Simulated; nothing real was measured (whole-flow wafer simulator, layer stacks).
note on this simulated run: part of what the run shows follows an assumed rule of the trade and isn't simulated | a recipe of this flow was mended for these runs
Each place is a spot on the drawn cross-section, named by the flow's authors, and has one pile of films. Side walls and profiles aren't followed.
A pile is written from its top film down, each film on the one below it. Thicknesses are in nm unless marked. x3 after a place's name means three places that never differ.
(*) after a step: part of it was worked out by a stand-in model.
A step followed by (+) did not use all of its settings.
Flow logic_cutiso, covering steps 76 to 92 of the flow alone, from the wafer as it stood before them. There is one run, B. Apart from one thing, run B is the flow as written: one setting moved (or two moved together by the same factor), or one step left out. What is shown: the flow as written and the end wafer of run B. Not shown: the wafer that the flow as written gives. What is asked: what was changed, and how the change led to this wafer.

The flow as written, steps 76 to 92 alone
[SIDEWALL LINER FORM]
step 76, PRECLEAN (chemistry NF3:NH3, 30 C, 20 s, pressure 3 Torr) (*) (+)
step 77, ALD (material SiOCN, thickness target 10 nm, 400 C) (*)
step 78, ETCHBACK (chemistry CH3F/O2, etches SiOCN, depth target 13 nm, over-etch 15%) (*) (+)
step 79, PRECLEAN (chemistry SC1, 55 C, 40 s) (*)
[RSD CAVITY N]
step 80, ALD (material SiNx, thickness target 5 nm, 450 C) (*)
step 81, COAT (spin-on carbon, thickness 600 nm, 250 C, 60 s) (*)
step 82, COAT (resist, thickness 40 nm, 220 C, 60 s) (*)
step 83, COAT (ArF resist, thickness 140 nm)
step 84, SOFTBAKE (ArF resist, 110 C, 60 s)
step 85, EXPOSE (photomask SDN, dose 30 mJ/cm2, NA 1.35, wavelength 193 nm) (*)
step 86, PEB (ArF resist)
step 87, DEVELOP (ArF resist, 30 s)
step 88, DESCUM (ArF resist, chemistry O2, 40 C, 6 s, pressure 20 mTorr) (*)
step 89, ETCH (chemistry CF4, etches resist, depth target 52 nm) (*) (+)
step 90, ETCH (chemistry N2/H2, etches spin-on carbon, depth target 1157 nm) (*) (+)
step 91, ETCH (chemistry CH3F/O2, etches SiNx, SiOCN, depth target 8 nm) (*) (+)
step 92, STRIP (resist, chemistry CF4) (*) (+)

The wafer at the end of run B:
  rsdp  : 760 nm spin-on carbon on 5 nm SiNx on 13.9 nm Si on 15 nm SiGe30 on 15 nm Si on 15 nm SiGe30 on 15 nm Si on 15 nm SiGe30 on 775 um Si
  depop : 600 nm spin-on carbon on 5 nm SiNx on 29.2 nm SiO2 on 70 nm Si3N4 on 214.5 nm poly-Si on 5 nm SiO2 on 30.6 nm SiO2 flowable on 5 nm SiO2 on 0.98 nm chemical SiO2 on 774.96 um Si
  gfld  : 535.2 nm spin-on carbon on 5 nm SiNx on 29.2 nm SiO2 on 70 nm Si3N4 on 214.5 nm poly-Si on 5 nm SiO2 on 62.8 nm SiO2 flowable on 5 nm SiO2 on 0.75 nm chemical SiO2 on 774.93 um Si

The reason: step 77, ALD: thickness target 13.3 nm was run, whereas the flow has thickness target 10 nm.

How this came from the change, step by step:
  step 77, ALD (material SiOCN, thickness target 10 nm, 400 C) (*)
      depop, dpovl x3, gfld and 13 more: +13.3 SiOCN (new film) (it would be, as written: +10 SiOCN (new film))
  step 78, ETCHBACK (chemistry CH3F/O2, etches SiOCN, depth target 13 nm, over-etch 15%) (*) (+)
      depop, dpovl x3, gfld and 8 more: -13 SiOCN (it would be, as written: -10 SiOCN (all of it), -0.75 SiO2)
      rsdn, rsdp, rsdw, rsdx: -13 SiOCN (it would be, as written: -10 SiOCN (all of it), -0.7 Si)
      (also at 1 further place)
  step 81, COAT (spin-on carbon, thickness 600 nm, 250 C, 60 s) (*)
      gfld, gxf, gxn, gxp: +535.2 spin-on carbon (new film) (it would be, as written: +516.3 spin-on carbon (new film))
      glp, plug, tap: +535.3 spin-on carbon (new film) (it would be, as written: +516.4 spin-on carbon (new film))
      (also at 10 further places)
  step 90, ETCH (chemistry N2/H2, etches spin-on carbon, depth target 1157 nm) (*) (+)
      depop, dpovl x3, gfld and 10 more: -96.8 ArF resist (all of it), -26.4 resist (it would be, as written: -96.8 ArF resist (all of it), -25.5 resist)
      rsdn, rsdx: -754 spin-on carbon (all of it), -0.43 SiNx (it would be, as written: -734.8 spin-on carbon (all of it), -0.37 SiNx)
      (also at 5 further places)
  step 92, STRIP (resist, chemistry CF4) (*) (+)
      depop, dpovl x3, glp, lnrp, ns, plug, rsdp, rsdw: -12 resist (all of it) (it would be, as written: -12.9 resist (all of it))
      gfld, gxf, gxp, iso, lnri: -12.1 resist (all of it) (it would be, as written: -13 resist (all of it))
      (also at 5 further places)
